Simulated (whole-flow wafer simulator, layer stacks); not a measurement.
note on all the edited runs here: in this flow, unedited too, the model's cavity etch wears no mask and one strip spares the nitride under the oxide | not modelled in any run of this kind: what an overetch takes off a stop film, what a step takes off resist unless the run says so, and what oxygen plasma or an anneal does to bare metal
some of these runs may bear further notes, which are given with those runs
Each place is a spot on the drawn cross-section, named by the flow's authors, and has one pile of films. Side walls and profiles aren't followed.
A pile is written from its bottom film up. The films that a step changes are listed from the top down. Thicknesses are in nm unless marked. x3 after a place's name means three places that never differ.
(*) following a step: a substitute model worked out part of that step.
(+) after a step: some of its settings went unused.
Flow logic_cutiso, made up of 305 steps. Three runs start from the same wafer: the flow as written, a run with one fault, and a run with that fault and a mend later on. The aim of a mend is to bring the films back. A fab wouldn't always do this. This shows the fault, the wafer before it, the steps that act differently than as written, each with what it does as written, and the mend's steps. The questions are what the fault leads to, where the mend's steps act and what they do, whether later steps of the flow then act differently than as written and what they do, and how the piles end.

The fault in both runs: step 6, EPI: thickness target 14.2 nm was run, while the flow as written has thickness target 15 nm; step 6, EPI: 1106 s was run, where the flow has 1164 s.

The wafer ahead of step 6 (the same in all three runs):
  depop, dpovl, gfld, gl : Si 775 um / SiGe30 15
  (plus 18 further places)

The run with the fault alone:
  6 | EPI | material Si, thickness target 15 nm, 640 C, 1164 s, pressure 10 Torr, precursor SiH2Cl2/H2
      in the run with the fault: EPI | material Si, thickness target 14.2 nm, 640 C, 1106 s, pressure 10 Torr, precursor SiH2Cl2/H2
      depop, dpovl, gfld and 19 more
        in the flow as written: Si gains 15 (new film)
        in the run with the fault: Si gains 14.3 (new film)
  Later steps of the flow acting differently than as written (not shown: 1 more step that differs only slightly, by at most 2% or 0.5 nm, whichever is larger):
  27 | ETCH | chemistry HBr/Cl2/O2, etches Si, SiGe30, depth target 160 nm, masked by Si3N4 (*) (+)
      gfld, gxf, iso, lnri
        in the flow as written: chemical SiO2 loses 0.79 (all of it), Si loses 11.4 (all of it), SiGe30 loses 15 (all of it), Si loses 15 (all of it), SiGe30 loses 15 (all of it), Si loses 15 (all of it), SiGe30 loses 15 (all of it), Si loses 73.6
        in the run with the fault: chemical SiO2 loses 0.79 (all of it), Si loses 11.4 (all of it), SiGe30 loses 15 (all of it), Si loses 15 (all of it), SiGe30 loses 15 (all of it), Si loses 14.3 (all of it), SiGe30 loses 15 (all of it), Si loses 74.4
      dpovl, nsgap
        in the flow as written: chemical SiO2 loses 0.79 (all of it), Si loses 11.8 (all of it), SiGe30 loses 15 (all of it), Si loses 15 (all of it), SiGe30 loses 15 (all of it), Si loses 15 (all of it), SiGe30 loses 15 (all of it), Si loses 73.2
        in the run with the fault: chemical SiO2 loses 0.79 (all of it), Si loses 11.8 (all of it), SiGe30 loses 15 (all of it), Si loses 15 (all of it), SiGe30 loses 15 (all of it), Si loses 14.3 (all of it), SiGe30 loses 15 (all of it), Si loses 74
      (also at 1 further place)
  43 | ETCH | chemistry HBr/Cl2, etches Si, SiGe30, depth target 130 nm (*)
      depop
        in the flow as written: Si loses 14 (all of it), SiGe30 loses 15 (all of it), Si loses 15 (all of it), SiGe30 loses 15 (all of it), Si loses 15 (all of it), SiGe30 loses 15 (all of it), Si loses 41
        in the run with the fault: Si loses 14 (all of it), SiGe30 loses 15 (all of it), Si loses 15 (all of it), SiGe30 loses 15 (all of it), Si loses 14.3 (all of it), SiGe30 loses 15 (all of it), Si loses 41.7
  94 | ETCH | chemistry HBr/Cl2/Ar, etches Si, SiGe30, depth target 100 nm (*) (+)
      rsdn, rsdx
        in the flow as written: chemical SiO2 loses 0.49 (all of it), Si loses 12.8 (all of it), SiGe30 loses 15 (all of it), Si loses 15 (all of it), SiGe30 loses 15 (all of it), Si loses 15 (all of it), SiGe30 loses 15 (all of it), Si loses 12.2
        in the run with the fault: chemical SiO2 loses 0.49 (all of it), Si loses 12.8 (all of it), SiGe30 loses 15 (all of it), Si loses 15 (all of it), SiGe30 loses 15 (all of it), Si loses 14.3 (all of it), SiGe30 loses 15 (all of it), Si loses 12.9
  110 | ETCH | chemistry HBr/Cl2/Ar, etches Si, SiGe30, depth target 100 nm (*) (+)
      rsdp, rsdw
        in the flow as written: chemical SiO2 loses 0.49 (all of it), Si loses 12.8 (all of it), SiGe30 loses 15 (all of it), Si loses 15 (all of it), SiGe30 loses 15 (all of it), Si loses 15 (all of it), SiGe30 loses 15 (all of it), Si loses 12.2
        in the run with the fault: chemical SiO2 loses 0.49 (all of it), Si loses 12.8 (all of it), SiGe30 loses 15 (all of it), Si loses 15 (all of it), SiGe30 loses 15 (all of it), Si loses 14.3 (all of it), SiGe30 loses 15 (all of it), Si loses 12.9
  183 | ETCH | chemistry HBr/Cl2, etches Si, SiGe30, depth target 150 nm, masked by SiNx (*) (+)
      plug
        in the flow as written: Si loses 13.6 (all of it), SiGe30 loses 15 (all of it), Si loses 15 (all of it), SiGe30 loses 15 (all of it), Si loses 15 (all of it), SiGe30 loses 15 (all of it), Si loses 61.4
        in the run with the fault: Si loses 13.6 (all of it), SiGe30 loses 15 (all of it), Si loses 15 (all of it), SiGe30 loses 15 (all of it), Si loses 14.3 (all of it), SiGe30 loses 15 (all of it), Si loses 62.2
  By the end, the piles at gl, glp, gxn and 6 more depart from the flow's by more than 2% or 0.5 nm, whichever is larger.
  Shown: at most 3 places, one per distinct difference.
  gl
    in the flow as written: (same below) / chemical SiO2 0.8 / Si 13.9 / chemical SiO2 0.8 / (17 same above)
    in the run with the fault: (same below) / chemical SiO2 0.8 / Si 13.2 / chemical SiO2 0.8 / (17 same above)
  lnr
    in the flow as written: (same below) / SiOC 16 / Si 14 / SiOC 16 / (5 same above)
    in the run with the fault: (same below) / SiOC 16 / Si 13.2 / SiOC 16 / (5 same above)
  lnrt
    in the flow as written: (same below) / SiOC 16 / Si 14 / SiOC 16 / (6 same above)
    in the run with the fault: (same below) / SiOC 16 / Si 13.2 / SiOC 16 / (6 same above)

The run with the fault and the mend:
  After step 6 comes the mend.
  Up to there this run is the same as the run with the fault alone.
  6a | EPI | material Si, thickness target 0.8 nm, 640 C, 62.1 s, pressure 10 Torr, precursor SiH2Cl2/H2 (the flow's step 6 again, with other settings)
      depop, dpovl, gfld and 19 more
        Si gains 0.8
  Later steps of the flow acting differently than as written (not shown: 29 more steps that differ only slightly, by at most 2% or 0.5 nm, whichever is larger):
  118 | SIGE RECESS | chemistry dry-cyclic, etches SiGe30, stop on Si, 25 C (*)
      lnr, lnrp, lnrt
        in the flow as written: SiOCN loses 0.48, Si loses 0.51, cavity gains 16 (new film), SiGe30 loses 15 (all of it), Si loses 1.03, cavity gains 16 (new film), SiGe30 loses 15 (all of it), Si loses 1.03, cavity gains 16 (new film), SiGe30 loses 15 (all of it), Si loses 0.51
        in the run with the mend: under 1 film: Si loses 0.51, cavity gains 16 (new film), SiGe30 loses 15 (all of it), Si loses 1.03, cavity gains 16 (new film), SiGe30 loses 15 (all of it), Si loses 1.31, cavity gains 16 (new film), SiGe30 loses 15 (all of it), Si loses 0.51
  The piles end only slightly different from the flow's at the places that both follow, by no more than 2% or 0.5 nm, whichever is larger.
